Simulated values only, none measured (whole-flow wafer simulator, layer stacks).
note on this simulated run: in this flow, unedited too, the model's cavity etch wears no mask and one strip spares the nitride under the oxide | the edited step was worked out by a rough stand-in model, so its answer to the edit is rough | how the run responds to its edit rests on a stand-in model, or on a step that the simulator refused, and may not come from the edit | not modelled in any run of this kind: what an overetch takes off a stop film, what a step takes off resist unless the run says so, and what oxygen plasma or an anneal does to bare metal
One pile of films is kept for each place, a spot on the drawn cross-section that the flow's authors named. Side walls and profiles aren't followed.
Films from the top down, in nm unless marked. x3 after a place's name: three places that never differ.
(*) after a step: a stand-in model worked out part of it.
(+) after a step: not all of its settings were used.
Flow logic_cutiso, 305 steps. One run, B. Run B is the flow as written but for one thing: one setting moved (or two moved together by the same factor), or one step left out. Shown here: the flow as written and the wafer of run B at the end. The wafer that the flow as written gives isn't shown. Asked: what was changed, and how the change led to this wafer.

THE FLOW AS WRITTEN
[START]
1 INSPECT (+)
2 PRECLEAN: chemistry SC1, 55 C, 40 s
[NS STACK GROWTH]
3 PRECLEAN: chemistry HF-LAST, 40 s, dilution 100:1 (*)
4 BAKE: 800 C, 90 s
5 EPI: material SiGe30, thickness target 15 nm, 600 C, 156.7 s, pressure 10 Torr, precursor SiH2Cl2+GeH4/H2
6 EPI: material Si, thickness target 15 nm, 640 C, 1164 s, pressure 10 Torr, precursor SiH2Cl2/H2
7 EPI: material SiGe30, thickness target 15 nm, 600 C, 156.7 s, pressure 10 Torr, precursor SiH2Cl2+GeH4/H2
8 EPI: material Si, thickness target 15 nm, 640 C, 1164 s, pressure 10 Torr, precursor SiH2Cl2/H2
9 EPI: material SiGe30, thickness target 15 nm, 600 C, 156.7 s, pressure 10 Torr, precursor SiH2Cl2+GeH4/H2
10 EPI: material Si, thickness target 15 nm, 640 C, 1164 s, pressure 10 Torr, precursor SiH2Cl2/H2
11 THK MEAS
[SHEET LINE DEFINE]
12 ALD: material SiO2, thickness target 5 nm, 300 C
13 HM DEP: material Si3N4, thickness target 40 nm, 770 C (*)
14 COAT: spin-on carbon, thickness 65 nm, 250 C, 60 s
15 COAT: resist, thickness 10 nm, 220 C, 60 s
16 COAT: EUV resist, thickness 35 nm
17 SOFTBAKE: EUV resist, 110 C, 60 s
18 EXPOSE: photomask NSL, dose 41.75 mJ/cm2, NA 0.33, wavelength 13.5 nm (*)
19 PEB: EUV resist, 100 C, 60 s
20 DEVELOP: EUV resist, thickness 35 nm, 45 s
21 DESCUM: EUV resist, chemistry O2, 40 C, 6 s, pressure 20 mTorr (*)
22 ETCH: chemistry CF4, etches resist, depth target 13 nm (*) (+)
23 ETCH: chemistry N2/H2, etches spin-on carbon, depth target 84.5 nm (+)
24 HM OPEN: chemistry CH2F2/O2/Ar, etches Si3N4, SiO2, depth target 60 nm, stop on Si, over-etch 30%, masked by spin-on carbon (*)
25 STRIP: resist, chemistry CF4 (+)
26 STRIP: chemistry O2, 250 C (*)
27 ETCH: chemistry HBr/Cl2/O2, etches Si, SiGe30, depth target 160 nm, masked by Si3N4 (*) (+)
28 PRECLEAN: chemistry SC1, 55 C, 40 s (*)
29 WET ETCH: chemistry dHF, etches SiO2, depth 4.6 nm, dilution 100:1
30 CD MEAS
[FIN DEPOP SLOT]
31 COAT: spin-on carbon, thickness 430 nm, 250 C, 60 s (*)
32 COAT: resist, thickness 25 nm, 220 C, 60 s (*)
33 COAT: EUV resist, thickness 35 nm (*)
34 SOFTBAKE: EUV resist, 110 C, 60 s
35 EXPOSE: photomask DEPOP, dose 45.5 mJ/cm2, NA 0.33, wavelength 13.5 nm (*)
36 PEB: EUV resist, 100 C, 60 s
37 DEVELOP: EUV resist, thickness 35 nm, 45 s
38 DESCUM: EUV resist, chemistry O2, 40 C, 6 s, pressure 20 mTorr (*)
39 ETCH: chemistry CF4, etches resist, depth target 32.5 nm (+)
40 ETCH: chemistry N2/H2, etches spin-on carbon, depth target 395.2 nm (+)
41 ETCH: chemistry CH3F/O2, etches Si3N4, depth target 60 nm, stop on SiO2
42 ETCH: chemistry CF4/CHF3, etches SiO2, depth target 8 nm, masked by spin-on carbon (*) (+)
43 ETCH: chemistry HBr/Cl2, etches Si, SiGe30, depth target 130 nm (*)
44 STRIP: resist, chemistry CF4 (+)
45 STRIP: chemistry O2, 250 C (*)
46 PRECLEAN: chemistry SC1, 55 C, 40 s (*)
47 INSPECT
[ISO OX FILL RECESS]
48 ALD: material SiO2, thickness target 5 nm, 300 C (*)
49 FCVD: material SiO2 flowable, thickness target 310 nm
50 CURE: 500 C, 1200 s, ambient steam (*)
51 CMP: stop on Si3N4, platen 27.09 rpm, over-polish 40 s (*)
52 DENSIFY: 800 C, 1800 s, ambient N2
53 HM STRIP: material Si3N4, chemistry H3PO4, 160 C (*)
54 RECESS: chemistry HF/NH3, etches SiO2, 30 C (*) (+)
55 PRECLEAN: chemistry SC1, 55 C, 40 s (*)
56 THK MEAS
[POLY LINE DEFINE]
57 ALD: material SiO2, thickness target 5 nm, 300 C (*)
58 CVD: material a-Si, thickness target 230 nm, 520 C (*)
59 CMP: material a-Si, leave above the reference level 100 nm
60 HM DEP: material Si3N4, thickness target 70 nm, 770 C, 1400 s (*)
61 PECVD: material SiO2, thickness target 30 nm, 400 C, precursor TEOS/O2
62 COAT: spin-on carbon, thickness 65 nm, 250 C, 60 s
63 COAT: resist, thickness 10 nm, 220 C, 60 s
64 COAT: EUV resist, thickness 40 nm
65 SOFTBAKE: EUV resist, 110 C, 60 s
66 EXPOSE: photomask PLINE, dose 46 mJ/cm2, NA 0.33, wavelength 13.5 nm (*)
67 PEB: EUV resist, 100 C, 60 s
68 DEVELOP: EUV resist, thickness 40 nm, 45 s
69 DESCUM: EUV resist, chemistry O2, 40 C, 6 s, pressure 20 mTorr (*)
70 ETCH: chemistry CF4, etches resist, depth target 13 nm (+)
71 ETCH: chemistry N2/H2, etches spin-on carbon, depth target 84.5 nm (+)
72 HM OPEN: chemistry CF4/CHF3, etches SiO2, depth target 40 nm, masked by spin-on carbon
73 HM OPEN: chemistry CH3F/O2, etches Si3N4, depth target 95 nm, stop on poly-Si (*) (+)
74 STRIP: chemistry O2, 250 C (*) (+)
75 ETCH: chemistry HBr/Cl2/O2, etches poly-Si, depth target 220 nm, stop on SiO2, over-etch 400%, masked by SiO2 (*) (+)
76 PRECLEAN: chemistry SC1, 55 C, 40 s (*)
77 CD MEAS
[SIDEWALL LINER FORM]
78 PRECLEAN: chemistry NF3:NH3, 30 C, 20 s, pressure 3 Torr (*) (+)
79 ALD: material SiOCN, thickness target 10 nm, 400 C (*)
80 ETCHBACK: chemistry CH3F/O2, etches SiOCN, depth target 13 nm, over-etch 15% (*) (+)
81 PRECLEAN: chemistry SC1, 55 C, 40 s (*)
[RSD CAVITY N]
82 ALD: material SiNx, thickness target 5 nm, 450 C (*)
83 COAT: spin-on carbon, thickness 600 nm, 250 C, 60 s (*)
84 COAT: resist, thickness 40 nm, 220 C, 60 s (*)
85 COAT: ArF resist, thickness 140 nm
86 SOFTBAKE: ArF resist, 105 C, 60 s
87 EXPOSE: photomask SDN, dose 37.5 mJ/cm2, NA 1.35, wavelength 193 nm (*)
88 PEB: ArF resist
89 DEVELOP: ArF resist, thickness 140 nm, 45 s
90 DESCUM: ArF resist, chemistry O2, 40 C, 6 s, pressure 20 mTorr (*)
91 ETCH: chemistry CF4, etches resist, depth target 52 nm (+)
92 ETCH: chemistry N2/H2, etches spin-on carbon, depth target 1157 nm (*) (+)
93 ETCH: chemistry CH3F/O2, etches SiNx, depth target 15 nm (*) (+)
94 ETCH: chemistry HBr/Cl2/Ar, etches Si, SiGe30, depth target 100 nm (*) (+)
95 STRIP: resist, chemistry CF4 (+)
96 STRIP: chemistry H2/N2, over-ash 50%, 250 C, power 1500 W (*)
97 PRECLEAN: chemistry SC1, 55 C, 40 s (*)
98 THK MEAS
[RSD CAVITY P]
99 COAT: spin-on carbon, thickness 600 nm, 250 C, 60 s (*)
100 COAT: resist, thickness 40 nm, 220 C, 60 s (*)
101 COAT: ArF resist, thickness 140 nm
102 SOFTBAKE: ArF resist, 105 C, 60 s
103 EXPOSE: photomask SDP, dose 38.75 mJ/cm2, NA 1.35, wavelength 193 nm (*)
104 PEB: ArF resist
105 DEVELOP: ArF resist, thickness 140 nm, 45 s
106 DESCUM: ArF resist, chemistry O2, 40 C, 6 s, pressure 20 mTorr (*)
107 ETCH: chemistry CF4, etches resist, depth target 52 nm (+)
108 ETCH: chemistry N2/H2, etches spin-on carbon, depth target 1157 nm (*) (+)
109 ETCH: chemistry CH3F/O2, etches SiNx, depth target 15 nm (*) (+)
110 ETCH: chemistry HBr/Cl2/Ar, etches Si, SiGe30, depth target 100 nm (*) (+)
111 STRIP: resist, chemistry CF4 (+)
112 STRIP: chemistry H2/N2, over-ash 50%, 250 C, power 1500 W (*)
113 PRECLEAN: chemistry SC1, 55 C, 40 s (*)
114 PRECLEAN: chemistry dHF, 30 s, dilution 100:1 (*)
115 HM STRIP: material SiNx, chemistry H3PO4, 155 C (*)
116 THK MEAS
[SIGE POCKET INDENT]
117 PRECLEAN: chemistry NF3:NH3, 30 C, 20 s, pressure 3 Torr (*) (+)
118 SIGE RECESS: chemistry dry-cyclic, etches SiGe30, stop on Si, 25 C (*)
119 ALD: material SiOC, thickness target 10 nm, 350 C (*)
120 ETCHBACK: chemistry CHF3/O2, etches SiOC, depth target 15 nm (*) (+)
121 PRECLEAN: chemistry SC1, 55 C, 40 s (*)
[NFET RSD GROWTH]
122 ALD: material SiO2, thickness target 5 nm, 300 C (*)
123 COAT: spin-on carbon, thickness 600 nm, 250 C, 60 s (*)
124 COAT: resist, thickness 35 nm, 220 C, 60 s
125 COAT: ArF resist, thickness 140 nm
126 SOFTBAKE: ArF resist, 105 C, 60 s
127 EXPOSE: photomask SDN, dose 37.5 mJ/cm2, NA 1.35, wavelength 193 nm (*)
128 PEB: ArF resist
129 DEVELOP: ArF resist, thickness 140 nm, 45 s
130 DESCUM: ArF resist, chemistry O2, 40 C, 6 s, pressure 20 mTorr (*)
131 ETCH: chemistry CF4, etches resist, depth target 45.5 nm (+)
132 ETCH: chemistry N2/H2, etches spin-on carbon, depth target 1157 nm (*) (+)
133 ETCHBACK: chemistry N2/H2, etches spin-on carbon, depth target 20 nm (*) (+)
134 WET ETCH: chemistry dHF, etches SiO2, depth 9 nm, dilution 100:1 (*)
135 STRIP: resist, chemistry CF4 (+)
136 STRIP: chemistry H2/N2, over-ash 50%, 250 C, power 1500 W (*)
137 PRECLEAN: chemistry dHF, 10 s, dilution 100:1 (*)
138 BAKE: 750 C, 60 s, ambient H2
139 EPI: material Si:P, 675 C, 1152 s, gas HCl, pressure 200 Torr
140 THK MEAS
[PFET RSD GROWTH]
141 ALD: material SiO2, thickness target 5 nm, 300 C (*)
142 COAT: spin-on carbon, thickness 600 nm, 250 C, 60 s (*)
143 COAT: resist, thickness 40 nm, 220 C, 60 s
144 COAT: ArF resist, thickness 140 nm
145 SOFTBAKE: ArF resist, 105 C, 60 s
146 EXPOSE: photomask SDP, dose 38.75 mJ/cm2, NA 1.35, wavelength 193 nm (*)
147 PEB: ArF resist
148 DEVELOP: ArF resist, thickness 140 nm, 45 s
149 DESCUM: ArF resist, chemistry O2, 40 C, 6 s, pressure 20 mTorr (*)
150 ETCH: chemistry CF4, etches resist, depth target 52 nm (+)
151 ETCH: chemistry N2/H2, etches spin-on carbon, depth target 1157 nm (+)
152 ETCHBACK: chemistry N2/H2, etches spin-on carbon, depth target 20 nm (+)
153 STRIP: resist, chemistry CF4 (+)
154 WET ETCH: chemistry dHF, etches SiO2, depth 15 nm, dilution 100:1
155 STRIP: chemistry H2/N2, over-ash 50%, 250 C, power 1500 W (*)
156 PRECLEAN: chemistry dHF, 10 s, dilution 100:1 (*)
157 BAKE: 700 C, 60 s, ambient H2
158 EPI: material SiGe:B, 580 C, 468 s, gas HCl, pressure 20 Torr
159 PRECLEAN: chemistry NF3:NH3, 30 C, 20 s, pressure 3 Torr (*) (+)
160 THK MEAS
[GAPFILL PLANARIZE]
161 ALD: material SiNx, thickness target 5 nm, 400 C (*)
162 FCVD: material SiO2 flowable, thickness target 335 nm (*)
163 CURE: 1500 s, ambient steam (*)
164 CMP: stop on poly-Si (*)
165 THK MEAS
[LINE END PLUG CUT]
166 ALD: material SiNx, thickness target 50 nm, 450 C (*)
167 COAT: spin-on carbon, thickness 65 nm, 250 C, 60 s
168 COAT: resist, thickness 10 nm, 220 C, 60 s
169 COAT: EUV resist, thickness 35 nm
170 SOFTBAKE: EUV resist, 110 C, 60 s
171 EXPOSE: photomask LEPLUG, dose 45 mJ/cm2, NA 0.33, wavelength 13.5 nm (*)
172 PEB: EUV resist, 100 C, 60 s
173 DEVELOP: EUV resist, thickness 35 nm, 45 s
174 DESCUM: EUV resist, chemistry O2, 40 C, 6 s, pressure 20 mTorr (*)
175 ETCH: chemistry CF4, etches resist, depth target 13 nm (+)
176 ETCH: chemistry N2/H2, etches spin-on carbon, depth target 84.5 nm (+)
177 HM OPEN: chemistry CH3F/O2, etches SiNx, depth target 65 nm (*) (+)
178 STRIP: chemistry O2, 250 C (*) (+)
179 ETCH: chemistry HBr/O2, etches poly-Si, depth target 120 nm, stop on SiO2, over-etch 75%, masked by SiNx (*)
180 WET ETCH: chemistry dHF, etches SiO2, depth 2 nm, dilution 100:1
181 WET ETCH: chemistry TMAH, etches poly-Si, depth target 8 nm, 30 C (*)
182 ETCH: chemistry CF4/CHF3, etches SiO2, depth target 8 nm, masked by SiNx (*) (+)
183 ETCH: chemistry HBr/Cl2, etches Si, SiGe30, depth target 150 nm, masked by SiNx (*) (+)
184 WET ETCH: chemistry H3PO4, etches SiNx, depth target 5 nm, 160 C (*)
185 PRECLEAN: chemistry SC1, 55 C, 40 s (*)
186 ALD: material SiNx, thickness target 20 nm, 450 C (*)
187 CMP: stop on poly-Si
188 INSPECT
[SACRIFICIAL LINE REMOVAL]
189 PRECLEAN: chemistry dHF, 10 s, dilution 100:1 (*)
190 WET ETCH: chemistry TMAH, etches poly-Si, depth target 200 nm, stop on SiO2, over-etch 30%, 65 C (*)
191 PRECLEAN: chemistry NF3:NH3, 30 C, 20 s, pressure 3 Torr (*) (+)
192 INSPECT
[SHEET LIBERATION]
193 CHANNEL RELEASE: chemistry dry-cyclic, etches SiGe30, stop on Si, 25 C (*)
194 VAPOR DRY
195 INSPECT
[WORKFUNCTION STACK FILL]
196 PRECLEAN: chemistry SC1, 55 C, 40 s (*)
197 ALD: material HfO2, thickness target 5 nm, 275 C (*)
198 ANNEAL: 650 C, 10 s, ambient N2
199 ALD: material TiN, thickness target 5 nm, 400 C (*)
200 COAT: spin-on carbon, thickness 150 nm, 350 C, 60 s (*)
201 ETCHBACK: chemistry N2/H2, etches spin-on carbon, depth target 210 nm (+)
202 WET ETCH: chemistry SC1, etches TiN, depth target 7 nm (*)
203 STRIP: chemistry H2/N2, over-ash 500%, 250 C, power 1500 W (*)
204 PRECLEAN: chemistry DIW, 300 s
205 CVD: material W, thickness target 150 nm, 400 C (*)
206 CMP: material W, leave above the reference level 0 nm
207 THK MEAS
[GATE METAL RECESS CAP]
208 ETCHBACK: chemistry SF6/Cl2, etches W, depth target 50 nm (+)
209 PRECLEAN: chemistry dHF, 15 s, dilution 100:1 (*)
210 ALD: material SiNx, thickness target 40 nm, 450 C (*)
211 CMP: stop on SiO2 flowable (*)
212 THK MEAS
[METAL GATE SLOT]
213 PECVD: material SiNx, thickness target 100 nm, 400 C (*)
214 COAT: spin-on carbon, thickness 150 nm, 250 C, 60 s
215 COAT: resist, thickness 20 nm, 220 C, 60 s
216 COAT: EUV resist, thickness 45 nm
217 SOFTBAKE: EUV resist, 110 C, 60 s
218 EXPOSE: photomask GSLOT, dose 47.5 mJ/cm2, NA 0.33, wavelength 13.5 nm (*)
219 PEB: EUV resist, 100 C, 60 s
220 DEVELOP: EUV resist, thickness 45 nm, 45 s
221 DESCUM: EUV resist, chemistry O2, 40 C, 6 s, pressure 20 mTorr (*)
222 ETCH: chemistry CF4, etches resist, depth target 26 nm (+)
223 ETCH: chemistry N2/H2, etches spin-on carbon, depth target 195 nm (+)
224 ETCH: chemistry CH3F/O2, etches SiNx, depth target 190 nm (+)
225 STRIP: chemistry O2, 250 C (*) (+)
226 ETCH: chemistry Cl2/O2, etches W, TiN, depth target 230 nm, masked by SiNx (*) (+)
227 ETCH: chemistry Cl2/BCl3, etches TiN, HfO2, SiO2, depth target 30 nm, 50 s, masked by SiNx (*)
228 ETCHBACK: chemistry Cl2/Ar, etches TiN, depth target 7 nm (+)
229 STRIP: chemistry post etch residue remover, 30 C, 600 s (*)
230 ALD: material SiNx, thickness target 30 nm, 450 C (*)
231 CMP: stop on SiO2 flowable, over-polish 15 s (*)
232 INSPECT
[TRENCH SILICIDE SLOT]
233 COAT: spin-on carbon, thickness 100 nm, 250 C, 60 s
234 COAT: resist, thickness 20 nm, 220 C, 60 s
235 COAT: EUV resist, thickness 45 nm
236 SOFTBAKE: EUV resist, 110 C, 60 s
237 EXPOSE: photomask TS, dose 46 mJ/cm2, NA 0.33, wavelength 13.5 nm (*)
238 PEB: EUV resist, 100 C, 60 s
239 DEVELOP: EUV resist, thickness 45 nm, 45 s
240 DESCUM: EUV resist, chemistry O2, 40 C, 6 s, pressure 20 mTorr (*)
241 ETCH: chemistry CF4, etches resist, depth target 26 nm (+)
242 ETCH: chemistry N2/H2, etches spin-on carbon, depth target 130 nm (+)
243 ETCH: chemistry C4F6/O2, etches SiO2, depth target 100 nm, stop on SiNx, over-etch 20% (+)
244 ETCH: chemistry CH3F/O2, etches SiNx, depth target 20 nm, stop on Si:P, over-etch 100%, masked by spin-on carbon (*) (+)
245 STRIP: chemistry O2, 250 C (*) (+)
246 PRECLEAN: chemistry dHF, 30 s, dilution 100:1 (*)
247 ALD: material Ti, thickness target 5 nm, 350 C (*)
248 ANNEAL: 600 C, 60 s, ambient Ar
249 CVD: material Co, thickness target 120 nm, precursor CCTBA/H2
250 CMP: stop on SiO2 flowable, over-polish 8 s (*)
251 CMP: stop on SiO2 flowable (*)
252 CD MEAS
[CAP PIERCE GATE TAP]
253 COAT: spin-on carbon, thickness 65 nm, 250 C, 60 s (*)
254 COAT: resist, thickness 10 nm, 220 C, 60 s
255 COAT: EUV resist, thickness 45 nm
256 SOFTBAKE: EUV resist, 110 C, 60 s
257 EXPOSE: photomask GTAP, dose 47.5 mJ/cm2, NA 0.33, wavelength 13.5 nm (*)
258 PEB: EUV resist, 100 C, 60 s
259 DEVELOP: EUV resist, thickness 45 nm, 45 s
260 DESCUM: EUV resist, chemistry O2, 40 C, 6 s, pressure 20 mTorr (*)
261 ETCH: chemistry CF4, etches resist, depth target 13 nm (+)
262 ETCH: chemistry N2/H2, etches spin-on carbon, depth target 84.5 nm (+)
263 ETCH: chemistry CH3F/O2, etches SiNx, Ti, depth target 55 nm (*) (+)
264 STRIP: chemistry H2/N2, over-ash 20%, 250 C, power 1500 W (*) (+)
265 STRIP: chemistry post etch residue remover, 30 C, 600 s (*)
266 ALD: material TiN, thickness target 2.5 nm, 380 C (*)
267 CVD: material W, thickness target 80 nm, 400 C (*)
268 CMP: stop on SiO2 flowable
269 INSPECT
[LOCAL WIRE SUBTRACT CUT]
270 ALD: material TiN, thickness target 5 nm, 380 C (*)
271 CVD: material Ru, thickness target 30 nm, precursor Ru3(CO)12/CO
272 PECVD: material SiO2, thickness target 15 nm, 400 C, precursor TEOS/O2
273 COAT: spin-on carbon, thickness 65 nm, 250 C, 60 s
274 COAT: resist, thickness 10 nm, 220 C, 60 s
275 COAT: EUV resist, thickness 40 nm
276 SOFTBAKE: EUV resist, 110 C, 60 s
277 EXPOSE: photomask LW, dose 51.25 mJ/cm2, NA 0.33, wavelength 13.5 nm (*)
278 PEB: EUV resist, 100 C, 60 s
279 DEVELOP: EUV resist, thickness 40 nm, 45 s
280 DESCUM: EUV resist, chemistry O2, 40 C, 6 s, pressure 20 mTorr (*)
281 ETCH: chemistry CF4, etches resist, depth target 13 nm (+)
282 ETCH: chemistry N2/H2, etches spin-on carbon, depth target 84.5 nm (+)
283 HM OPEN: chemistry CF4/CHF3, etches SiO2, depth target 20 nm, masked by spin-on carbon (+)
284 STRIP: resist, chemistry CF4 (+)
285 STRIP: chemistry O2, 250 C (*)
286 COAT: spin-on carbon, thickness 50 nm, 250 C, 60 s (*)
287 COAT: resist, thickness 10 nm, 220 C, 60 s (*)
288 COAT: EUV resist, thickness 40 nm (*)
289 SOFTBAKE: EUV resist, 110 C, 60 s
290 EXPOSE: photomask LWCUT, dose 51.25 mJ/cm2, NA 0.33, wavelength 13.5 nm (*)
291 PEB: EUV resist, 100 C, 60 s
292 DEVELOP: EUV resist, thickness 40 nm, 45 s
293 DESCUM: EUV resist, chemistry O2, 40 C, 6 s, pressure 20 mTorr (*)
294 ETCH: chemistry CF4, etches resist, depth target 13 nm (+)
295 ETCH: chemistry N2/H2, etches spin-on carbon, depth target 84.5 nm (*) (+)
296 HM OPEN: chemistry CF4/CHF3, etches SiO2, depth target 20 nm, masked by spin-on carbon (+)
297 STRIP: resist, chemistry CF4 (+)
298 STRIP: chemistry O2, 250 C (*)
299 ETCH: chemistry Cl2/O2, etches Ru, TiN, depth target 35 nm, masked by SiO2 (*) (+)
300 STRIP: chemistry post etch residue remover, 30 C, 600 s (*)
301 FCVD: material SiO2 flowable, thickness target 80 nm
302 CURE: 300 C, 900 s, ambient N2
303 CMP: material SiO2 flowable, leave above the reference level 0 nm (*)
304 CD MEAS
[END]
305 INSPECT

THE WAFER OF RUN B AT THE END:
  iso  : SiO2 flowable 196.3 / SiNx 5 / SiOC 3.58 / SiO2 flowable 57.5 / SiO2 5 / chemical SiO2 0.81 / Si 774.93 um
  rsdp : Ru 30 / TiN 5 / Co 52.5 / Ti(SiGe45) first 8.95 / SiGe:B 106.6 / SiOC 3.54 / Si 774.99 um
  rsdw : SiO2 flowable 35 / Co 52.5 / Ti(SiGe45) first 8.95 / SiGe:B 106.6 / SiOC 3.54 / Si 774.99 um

The cause: step 120, ETCHBACK: depth target 6.4 nm was run, where the flow has depth target 15 nm.

How the change led to this, step by step:
  120 ETCHBACK: chemistry CHF3/O2, etches SiOC, depth target 15 nm (*) (+)
      depop, dpovl, gfld, gxf, isow, ns, nsgap, plug: SiOC -6.4 (as written it would be: SiOC -10 (all of it), SiO2 -5)
      lnr, lnri, lnrp, lnrt: SiOC -6.4 (as written it would be: SiOC -10 (all of it), SiOCN -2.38)
      (and at 10 more places)
  122 ALD: material SiO2, thickness target 5 nm, 300 C (*)
      depop, dpovl, gfld, gxf, isow, ns, nsgap, plug: SiO2 +5 (new film) (as written it would be: SiO2 +5)
      gxn: SiO2 +5 (new film) (as written it would be: SiO2 +6.76 (new film))
      (and at 1 more place)
  123 COAT: spin-on carbon, thickness 600 nm, 250 C, 60 s (*)
      gfld, gxf, plug: spin-on carbon +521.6 (new film) (as written it would be: spin-on carbon +501.8 (new film))
      gl, glp, tap: spin-on carbon +527 (new film) (as written it would be: spin-on carbon +507 (new film))
      (and at 11 more places)
  132 ETCH: chemistry N2/H2, etches spin-on carbon, depth target 1157 nm (*) (+)
      gl, tap: spin-on carbon -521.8 (all of it), SiO2 -5 (all of it), SiOC -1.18 (as written it would be: spin-on carbon -501.7 (all of it), SiO2 -5 (all of it), Si3N4 -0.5)
      lnr, lnrt: spin-on carbon -519 (all of it), SiO2 -5 (all of it), SiOC -1.25 (as written it would be: spin-on carbon -496.5 (all of it), SiO2 -5 (all of it), SiOCN -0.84)
      (and at 18 more places)
  133 ETCHBACK: chemistry N2/H2, etches spin-on carbon, depth target 20 nm (*) (+)
      gl, tap: SiOC -1.18 (as written it would be: Si3N4 -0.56)
      lnr, lnrt: SiOC -1.18 (as written it would be: SiOCN -0.83)
      (and at 1 more place)
  134 WET ETCH: chemistry dHF, etches SiO2, depth 9 nm, dilution 100:1 (*)
      lnr, lnrt: SiOC -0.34 (as written it would be: SiOCN -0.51)
  135 STRIP: resist, chemistry CF4 (+)
      lnr, lnrt: SiOC -0.83 (all of it) (as written it would be: SiOCN -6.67)
      rsdn, rsdx: SiOC -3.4 (all of it) (as written it would be: nothing)
      (and at 18 more places)
  136 STRIP: chemistry H2/N2, over-ash 50%, 250 C, power 1500 W (*)
      gfld, gxf, plug: spin-on carbon -521.6 (all of it) (as written it would be: spin-on carbon -501.8 (all of it))
      rsdp, rsdw: spin-on carbon -808.3 (all of it) (as written it would be: spin-on carbon -783.2 (all of it))
      (and at 5 more places)
  137 PRECLEAN: chemistry dHF, 10 s, dilution 100:1 (*)
      gl, gxn, tap: SiO2 -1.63 (as written it would be: Si3N4 -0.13)
  141 ALD: material SiO2, thickness target 5 nm, 300 C (*)
      gl, tap: SiO2 +5 (as written it would be: SiO2 +5 (new film))
      gxn: SiO2 +7.47 (as written it would be: SiO2 +10.1 (new film))
  142 COAT: spin-on carbon, thickness 600 nm, 250 C, 60 s (*)
      gfld, gxf, plug: spin-on carbon +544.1 (new film) (as written it would be: spin-on carbon +525.3 (new film))
      lnr, lnrt: spin-on carbon +554.1 (new film) (as written it would be: spin-on carbon +537.9 (new film))
      (and at 10 more places)
  151 ETCH: chemistry N2/H2, etches spin-on carbon, depth target 1157 nm (+)
      depop, dpovl, gfld and 14 more: ArF resist -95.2 (all of it), resist -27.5 (as written it would be: ArF resist -95.2 (all of it), resist -26.7)
      rsdp, rsdw: spin-on carbon -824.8 (all of it) (as written it would be: spin-on carbon -800.8 (all of it))
      (and at 3 more places)
  153 STRIP: resist, chemistry CF4 (+)
      depop, dpovl, gfld and 14 more: resist -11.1 (all of it) (as written it would be: resist -12 (all of it))
      gxp: SiO2 -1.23 (all of it) (as written it would be: SiO2 -3.06 (all of it))
  155 STRIP: chemistry H2/N2, over-ash 50%, 250 C, power 1500 W (*)
      gfld, gxf, plug: spin-on carbon -544.1 (all of it) (as written it would be: spin-on carbon -525.3 (all of it))
      lnr, lnrt: spin-on carbon -554.1 (all of it) (as written it would be: spin-on carbon -537.9 (all of it))
      (and at 5 more places)
  156 PRECLEAN: chemistry dHF, 10 s, dilution 100:1 (*)
      lnrp: SiOC -0.06 (as written it would be: SiOCN -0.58)
  158 EPI: material SiGe:B, 580 C, 468 s, gas HCl, pressure 20 Torr
      rsdp, rsdw: SiGe:B +113 (new film) (as written it would be: SiGe:B +116.8 (new film))
  ... 5 more steps ...
  251 CMP: stop on SiO2 flowable (*)
      rsdx: Ti -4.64 (as written it would be: Ti -5 (all of it))
